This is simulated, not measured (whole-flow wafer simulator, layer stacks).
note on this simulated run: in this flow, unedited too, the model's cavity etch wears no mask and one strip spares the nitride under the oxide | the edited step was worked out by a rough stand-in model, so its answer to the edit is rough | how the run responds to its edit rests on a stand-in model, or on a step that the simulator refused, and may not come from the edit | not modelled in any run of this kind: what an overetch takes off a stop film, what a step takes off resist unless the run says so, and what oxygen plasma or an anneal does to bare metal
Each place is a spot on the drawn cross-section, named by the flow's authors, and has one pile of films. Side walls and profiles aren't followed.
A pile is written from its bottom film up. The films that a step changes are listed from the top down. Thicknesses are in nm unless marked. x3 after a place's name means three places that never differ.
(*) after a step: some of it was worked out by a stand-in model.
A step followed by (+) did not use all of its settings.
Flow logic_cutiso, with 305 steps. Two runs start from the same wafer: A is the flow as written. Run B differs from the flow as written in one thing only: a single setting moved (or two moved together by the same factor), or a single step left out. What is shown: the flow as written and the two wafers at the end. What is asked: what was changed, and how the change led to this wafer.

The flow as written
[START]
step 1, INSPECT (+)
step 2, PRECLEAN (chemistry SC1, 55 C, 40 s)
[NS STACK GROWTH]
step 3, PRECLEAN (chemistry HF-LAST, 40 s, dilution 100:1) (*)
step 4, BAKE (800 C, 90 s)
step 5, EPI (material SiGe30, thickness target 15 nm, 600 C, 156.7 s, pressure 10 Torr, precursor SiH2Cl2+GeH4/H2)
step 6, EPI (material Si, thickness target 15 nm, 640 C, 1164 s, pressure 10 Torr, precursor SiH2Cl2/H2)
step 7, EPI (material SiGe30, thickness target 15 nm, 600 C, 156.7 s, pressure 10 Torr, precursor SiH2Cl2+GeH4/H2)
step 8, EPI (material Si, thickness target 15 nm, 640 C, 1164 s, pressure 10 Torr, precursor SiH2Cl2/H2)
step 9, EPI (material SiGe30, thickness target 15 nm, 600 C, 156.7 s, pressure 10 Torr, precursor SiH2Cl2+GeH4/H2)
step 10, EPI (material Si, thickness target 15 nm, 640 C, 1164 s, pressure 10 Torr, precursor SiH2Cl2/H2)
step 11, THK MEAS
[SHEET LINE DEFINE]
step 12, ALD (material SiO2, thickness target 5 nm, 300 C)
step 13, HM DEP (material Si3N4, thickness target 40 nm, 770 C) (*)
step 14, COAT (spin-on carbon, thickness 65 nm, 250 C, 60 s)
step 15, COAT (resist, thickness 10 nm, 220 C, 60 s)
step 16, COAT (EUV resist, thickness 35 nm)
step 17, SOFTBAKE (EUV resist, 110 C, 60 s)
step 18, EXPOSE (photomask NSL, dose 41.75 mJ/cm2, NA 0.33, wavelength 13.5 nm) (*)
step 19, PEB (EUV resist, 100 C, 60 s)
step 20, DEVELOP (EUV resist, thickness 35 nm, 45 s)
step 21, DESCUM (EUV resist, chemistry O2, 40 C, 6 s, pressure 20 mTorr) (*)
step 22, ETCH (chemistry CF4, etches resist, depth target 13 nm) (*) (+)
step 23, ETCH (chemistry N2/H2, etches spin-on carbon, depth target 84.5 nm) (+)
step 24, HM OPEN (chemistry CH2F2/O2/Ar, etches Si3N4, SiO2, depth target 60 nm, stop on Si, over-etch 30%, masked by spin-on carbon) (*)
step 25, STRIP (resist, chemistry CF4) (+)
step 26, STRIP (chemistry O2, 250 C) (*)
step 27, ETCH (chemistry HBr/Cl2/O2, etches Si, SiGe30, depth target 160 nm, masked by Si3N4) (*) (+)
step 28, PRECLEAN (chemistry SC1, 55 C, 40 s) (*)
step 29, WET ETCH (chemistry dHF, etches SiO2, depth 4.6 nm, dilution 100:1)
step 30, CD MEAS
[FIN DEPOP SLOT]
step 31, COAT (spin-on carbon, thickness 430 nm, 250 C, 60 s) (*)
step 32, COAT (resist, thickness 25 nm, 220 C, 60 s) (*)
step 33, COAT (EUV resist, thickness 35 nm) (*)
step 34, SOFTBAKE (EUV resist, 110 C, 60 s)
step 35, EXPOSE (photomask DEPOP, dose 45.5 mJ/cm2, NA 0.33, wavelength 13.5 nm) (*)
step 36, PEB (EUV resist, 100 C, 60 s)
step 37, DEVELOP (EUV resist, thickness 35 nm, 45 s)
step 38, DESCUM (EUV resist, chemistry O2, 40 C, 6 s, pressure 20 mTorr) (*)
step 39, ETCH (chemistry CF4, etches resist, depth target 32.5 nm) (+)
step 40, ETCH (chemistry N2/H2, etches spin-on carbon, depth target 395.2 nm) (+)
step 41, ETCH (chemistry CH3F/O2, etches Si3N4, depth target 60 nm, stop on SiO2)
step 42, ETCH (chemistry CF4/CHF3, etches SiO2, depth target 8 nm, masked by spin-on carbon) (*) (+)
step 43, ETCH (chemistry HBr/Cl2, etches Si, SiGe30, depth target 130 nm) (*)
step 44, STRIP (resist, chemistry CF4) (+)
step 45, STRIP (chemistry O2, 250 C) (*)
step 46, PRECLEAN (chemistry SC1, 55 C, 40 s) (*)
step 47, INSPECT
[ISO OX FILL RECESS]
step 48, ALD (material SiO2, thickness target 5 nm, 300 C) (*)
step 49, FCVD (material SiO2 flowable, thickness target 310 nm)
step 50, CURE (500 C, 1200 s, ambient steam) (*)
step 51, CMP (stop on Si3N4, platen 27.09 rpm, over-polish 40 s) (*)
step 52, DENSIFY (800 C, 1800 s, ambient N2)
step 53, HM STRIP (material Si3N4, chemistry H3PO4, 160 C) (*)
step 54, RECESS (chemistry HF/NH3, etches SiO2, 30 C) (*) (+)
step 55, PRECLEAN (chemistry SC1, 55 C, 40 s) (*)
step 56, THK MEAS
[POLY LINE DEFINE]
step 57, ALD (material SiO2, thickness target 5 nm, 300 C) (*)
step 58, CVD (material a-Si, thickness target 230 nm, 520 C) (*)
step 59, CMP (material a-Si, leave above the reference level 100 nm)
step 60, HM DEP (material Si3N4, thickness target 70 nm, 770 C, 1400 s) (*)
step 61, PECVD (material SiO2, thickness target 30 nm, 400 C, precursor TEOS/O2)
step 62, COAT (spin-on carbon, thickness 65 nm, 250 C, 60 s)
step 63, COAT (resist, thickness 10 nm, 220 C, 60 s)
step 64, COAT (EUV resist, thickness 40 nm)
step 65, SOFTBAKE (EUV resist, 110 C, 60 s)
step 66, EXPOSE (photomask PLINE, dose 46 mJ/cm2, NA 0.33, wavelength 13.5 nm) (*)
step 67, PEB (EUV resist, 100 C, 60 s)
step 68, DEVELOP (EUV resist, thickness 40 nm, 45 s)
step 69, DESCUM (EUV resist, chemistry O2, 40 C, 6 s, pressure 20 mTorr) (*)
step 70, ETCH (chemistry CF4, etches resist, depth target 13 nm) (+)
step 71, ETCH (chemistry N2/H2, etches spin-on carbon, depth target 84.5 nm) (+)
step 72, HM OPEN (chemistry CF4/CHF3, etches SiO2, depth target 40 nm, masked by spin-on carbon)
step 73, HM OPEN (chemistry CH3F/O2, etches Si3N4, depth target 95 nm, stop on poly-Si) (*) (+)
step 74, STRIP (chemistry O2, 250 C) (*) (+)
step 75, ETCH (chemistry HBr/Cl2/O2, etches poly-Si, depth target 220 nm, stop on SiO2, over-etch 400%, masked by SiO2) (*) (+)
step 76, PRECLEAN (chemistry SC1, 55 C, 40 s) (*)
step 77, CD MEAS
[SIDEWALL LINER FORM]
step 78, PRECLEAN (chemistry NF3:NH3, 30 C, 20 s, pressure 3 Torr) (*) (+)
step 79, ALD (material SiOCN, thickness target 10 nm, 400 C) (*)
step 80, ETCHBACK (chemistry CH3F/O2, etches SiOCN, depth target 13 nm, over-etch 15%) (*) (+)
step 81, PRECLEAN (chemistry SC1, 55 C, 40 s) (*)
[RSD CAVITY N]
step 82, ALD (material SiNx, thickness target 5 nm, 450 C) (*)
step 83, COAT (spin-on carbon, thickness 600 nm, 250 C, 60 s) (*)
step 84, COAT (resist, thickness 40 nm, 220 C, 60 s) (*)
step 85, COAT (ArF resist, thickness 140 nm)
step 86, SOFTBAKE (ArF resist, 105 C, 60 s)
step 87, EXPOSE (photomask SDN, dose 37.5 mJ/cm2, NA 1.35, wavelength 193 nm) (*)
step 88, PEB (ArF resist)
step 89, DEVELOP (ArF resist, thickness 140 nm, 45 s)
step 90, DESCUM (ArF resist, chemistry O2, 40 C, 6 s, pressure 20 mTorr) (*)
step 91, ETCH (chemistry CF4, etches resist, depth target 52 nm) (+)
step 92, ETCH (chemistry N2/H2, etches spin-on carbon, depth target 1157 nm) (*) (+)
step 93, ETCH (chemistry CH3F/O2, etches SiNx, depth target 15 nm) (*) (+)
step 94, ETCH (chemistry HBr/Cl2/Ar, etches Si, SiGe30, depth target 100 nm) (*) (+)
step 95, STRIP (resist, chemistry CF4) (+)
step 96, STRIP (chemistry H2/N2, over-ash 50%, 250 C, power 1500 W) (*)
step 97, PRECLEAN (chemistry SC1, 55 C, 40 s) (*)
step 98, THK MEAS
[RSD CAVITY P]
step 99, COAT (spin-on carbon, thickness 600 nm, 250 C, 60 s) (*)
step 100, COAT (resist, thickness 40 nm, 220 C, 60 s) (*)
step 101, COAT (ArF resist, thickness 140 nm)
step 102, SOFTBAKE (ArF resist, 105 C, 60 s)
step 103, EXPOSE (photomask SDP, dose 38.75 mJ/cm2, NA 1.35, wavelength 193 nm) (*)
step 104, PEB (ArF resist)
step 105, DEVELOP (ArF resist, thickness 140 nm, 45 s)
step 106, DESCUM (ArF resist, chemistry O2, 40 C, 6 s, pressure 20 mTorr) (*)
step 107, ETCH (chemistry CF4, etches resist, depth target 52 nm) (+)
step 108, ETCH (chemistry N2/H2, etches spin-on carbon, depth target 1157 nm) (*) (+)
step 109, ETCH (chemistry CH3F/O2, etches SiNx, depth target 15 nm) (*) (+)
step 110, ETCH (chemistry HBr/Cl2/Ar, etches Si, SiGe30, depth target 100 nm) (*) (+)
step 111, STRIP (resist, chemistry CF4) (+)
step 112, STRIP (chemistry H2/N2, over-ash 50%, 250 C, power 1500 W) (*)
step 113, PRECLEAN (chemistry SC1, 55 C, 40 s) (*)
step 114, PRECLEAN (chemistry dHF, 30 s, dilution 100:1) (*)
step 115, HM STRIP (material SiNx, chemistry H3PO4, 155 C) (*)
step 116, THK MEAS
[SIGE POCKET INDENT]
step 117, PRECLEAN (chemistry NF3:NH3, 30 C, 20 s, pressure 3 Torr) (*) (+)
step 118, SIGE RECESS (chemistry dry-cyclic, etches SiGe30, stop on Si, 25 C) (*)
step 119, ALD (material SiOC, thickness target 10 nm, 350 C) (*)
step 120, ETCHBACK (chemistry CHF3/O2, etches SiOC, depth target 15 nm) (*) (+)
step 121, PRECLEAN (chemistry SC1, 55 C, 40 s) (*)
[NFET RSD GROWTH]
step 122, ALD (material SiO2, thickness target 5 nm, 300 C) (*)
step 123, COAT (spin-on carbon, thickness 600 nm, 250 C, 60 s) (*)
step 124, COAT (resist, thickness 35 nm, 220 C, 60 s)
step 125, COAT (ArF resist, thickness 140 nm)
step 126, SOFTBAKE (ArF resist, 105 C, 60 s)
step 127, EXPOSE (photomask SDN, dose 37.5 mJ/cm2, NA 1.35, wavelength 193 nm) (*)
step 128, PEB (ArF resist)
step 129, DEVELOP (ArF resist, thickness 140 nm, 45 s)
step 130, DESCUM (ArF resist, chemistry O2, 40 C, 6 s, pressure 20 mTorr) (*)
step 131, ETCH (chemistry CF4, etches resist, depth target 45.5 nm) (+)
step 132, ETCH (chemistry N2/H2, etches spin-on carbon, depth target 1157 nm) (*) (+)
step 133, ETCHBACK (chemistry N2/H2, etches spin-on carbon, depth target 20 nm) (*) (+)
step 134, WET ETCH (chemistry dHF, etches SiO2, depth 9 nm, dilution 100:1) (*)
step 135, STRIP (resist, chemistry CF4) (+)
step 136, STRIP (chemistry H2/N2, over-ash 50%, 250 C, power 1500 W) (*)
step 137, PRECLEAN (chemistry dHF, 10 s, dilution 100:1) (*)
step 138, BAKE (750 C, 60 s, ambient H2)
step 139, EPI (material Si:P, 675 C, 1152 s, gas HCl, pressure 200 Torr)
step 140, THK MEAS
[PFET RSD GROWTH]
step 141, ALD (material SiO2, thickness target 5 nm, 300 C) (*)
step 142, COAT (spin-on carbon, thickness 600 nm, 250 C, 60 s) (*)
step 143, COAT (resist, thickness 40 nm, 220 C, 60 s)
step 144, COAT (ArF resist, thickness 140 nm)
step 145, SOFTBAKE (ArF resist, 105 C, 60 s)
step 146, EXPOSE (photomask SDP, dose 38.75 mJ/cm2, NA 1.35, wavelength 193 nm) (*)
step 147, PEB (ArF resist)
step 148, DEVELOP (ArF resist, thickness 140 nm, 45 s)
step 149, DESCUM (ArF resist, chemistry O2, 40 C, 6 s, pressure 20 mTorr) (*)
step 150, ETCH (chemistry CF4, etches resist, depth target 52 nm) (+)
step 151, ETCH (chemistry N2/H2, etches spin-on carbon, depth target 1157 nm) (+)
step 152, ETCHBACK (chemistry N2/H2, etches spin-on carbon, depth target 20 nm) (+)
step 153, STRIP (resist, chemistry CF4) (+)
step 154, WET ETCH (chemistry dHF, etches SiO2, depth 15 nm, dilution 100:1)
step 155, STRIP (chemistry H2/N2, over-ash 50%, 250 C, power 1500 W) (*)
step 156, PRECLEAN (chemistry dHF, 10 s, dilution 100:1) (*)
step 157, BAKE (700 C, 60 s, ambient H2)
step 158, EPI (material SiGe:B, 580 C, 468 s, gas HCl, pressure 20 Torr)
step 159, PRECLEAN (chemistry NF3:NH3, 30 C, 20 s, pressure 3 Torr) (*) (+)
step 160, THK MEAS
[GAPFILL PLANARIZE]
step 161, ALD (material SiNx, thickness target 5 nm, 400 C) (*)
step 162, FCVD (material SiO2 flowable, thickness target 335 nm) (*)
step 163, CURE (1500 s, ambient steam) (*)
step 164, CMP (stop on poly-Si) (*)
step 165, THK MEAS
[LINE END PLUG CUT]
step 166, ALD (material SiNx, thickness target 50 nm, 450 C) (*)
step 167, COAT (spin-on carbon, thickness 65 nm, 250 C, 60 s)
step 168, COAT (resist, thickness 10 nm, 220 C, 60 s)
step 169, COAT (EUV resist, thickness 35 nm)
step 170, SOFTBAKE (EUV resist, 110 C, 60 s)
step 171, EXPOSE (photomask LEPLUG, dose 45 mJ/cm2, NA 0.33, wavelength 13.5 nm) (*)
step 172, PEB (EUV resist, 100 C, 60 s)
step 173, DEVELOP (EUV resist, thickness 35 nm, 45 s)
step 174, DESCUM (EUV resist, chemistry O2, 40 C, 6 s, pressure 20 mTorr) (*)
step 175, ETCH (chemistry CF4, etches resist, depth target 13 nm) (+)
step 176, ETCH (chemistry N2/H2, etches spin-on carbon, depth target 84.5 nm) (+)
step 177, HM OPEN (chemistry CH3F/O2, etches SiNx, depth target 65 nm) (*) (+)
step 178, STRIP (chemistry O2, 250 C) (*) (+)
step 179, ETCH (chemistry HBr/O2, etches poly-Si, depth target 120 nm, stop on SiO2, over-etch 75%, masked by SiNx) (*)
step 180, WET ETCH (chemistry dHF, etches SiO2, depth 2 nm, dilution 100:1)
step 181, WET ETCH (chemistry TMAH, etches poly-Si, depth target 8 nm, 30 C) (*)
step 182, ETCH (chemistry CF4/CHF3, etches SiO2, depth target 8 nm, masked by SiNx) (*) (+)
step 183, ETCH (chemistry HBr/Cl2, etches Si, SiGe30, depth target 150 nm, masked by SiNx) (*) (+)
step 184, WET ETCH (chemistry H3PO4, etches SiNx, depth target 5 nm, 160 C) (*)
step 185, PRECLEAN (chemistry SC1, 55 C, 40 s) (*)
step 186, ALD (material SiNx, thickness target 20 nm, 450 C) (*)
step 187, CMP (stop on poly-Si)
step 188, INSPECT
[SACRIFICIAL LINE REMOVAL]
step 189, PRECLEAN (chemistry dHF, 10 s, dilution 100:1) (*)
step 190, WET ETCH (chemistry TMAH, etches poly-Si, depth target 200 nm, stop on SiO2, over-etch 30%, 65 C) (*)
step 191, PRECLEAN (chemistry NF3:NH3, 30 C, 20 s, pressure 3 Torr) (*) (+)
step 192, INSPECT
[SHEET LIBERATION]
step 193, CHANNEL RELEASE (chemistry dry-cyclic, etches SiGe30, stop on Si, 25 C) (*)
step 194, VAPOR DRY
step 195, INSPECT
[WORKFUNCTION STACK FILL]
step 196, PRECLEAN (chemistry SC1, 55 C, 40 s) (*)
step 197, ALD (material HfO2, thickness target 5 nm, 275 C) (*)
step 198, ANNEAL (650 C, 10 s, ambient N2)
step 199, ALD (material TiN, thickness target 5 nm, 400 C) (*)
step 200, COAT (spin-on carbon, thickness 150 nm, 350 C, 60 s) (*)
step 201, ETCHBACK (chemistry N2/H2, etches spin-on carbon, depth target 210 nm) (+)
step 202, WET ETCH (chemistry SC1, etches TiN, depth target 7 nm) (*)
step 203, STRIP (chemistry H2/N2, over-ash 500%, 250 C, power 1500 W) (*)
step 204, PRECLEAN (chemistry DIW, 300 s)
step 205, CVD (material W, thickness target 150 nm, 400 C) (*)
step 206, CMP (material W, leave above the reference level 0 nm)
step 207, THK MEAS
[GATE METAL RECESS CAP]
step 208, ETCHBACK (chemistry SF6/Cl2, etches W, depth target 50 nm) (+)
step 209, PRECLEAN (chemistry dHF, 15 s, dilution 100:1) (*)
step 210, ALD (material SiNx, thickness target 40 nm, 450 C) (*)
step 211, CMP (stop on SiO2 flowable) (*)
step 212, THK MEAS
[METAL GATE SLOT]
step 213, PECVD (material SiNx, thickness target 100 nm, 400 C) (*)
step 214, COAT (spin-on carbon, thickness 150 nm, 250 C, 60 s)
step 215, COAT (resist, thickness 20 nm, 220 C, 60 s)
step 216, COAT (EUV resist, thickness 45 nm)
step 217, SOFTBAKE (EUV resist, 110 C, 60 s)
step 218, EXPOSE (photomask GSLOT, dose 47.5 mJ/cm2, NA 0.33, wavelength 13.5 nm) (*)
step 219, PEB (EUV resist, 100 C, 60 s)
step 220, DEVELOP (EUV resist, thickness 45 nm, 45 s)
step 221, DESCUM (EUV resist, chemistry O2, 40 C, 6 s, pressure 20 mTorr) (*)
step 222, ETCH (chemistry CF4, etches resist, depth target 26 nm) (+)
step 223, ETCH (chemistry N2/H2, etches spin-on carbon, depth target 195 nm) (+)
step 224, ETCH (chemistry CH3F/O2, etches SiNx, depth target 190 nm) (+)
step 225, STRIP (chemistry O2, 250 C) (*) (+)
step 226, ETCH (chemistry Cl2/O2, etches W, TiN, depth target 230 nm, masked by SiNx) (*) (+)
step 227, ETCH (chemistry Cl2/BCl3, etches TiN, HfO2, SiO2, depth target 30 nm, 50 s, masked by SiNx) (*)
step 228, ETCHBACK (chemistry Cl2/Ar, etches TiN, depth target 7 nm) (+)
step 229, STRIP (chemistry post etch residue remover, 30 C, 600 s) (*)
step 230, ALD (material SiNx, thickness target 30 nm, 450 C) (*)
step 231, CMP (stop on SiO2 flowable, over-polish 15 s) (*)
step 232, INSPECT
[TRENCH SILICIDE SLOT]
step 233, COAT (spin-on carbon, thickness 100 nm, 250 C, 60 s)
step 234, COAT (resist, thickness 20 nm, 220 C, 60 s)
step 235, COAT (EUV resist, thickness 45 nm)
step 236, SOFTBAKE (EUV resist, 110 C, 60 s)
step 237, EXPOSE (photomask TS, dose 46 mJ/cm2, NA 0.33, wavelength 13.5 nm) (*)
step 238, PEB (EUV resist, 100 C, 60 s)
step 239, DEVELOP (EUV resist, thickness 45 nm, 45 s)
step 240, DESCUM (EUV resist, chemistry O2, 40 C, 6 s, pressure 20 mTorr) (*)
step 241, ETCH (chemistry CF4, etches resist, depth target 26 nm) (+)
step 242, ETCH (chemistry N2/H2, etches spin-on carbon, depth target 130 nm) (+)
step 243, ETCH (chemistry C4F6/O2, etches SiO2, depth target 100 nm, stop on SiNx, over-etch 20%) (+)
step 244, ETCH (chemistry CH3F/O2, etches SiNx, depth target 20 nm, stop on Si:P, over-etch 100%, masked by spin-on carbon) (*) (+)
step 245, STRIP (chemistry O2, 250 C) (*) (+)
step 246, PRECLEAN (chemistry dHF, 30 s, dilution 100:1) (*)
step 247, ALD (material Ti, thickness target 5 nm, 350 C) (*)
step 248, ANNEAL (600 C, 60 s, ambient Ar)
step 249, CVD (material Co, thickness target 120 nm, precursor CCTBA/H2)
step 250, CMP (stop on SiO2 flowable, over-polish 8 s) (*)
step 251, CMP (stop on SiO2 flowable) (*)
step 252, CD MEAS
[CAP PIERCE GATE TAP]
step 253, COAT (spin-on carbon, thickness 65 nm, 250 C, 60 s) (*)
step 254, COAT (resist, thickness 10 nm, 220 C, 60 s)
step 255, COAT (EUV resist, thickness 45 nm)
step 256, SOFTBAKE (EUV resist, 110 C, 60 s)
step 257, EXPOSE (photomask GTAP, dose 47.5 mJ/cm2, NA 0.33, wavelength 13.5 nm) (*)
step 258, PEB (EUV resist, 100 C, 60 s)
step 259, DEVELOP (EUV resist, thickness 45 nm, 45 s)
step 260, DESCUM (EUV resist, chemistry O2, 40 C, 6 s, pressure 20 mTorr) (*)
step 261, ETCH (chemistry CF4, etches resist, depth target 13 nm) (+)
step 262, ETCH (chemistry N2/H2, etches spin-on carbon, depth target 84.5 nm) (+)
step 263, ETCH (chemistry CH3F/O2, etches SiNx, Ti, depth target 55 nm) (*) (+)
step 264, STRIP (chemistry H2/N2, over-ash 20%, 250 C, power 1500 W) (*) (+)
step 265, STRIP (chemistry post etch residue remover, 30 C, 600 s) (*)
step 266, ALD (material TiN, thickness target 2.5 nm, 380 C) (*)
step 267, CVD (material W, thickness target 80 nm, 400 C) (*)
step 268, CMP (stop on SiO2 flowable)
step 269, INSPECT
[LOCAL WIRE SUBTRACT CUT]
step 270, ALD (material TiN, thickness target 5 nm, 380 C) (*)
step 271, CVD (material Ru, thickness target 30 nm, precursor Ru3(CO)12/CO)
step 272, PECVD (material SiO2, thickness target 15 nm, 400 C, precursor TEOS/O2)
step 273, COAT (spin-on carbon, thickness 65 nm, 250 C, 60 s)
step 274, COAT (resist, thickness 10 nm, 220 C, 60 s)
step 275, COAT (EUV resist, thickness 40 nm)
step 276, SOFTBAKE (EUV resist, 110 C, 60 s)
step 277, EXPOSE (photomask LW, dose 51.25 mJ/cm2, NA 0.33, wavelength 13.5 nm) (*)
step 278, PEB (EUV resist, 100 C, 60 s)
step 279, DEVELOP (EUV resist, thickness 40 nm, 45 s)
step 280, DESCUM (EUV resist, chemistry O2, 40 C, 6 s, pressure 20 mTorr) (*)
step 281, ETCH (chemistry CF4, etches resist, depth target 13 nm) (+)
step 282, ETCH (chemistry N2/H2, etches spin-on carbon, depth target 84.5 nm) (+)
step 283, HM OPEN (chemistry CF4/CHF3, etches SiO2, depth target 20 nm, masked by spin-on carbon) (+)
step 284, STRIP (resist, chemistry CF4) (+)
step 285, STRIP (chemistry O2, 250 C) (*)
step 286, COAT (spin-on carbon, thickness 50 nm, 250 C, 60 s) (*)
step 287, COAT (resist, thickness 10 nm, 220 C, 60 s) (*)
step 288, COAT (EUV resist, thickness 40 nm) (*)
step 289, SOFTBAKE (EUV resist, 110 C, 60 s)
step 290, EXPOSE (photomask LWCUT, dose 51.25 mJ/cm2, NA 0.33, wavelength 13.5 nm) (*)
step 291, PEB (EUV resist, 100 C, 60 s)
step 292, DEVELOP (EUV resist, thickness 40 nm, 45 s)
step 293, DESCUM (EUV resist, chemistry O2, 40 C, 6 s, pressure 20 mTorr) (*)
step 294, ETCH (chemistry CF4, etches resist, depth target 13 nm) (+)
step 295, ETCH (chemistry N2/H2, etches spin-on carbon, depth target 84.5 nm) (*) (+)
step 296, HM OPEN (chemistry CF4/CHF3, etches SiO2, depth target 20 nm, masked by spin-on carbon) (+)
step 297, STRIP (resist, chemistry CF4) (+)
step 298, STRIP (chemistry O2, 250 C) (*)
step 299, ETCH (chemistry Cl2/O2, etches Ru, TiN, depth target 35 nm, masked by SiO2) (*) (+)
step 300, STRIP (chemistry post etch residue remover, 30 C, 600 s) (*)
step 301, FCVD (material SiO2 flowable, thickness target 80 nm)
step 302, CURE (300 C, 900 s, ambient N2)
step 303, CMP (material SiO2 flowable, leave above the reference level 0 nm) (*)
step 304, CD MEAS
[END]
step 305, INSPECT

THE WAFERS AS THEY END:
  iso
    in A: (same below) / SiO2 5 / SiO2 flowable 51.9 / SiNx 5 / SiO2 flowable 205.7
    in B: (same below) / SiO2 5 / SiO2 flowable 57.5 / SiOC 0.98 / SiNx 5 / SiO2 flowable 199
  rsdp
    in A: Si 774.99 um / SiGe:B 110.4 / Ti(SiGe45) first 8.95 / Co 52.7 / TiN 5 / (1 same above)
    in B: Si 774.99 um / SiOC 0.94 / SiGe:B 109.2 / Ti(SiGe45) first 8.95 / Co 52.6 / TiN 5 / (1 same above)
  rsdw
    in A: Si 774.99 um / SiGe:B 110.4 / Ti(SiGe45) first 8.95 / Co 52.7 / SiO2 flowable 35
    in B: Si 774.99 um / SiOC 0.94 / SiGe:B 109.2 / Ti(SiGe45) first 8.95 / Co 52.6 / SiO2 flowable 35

What caused this: step 119, ALD: thickness target 16 nm was run, while the flow as written has thickness target 10 nm.

The path from the change to this, step by step:
  step 119, ALD (material SiOC, thickness target 10 nm, 350 C) (*)
      depop, dpovl, gfld and 14 more: A SiOC gains 10 (new film) | B SiOC gains 16 (new film)
      lnr, lnrp, lnrt: A SiOC gains 10 (new film), SiOC gains 16 (new film), cavity loses 16 (all of it), SiOC gains 16 (new film), cavity loses 16 (all of it), SiOC gains 16 (new film), cavity loses 16 (all of it) | B SiOC gains 16 (new film), SiOC gains 16 (new film), cavity loses 16 (all of it), SiOC gains 16 (new film), cavity loses 16 (all of it), SiOC gains 16 (new film), cavity loses 16 (all of it)
      (also at 2 further places)
  step 120, ETCHBACK (chemistry CHF3/O2, etches SiOC, depth target 15 nm) (*) (+)
      depop, dpovl, gfld, gxf, isow, ns, nsgap, plug: A SiOC loses 10 (all of it), SiO2 loses 5 | B SiOC loses 15
      lnr, lnri, lnrp, lnrt: A SiOC loses 10 (all of it), SiOCN loses 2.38 | B SiOC loses 15
      (also at 10 further places)
  step 122, ALD (material SiO2, thickness target 5 nm, 300 C) (*)
      depop, dpovl, gfld, gxf, isow, ns, nsgap, plug: A SiO2 gains 5 | B SiO2 gains 5 (new film)
      gxn: A SiO2 gains 6.76 (new film) | B SiO2 gains 5 (new film)
      (also at 1 further place)
  step 132, ETCH (chemistry N2/H2, etches spin-on carbon, depth target 1157 nm) (*) (+)
      gl, tap: A spin-on carbon loses 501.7 (all of it), SiO2 loses 5 (all of it), Si3N4 loses 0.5 | B spin-on carbon loses 505.7 (all of it), SiO2 loses 5 (all of it), SiOC loses 1 (all of it), SiO2 loses 0.17
      lnr, lnrt: A spin-on carbon loses 496.5 (all of it), SiO2 loses 5 (all of it), SiOCN loses 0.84 | B spin-on carbon loses 502.9 (all of it), SiO2 loses 5 (all of it), SiOC loses 1 (all of it), SiOCN loses 0.18
      (also at 1 further place)
  step 133, ETCHBACK (chemistry N2/H2, etches spin-on carbon, depth target 20 nm) (*) (+)
      gl, tap: A Si3N4 loses 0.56 | B SiO2 loses 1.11
      gxn: A SiO2 loses 0.7 (all of it), Si3N4 loses 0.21 | B SiOC loses 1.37 (all of it)
  step 134, WET ETCH (chemistry dHF, etches SiO2, depth 9 nm, dilution 100:1) (*)
      gl, tap: A Si3N4 loses 0.34 | B SiO2 loses 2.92 (all of it), Si3N4 loses 0.18
      gxn: A Si3N4 loses 0.34 | B SiO2 loses 4.21 (all of it), Si3N4 loses 0.15
  step 135, STRIP (resist, chemistry CF4) (+)
      rsdn, rsdx: A nothing | B SiOC loses 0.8 (all of it)
  step 141, ALD (material SiO2, thickness target 5 nm, 300 C) (*)
      gxn: A SiO2 gains 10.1 (new film) | B SiO2 gains 12.6 (new film)
  step 153, STRIP (resist, chemistry CF4) (+)
      gxp: A SiO2 loses 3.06 (all of it) | B SiO2 loses 1.22 (all of it)
  step 156, PRECLEAN (chemistry dHF, 10 s, dilution 100:1) (*)
      lnrp: A SiOCN loses 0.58 | B SiOC loses 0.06
  step 159, PRECLEAN (chemistry NF3:NH3, 30 C, 20 s, pressure 3 Torr) (*) (+)
      depop, dpovl, gfld, gxf, isow, ns, nsgap, plug: A SiO2 loses 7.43 | B SiO2 loses 6.96 (all of it), SiOC loses 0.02
      glp, gxp: A Si3N4 loses 0.65 | B SiOC loses 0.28
      (also at 2 further places)
  step 162, FCVD (material SiO2 flowable, thickness target 335 nm) (*)
      rsdn, rsdp, rsdw, rsdx: A SiO2 flowable gains 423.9 (new film) | B SiO2 flowable gains 436 (new film)
      gfld, gxf, plug: A SiO2 flowable gains 259.3 (new film) | B SiO2 flowable gains 264.8 (new film)
      (also at 8 further places)
  step 164, CMP (stop on poly-Si) (*)
      depop, dpovl, isow, ns, nsgap: A SiO2 flowable loses 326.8 (all of it), SiNx loses 5 (all of it), SiO2 loses 4.13 (all of it), Si3N4 loses 70 (all of it) | B SiO2 flowable loses 326.8 (all of it), SiNx loses 5 (all of it), SiOC loses 0.98 (all of it), SiO2 loses 9.64 (all of it), Si3N4 loses 70 (all of it)
      gfld, gxf: A SiO2 flowable loses 251.9 (all of it), SiNx loses 5 (all of it), SiO2 loses 4.13 (all of it), Si3N4 loses 70 (all of it) | B SiO2 flowable loses 257.2 (all of it), SiNx loses 5 (all of it), SiOC loses 0.98 (all of it), SiO2 loses 9.64 (all of it), Si3N4 loses 70 (all of it)
      (also at 15 further places)
  step 203, STRIP (chemistry H2/N2, over-ash 500%, 250 C, power 1500 W) (*)
      gl, glp: A spin-on carbon loses 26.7 (all of it) | B spin-on carbon loses 27.3 (all of it)
      tap: A spin-on carbon loses 27 (all of it) | B spin-on carbon loses 27.6 (all of it)
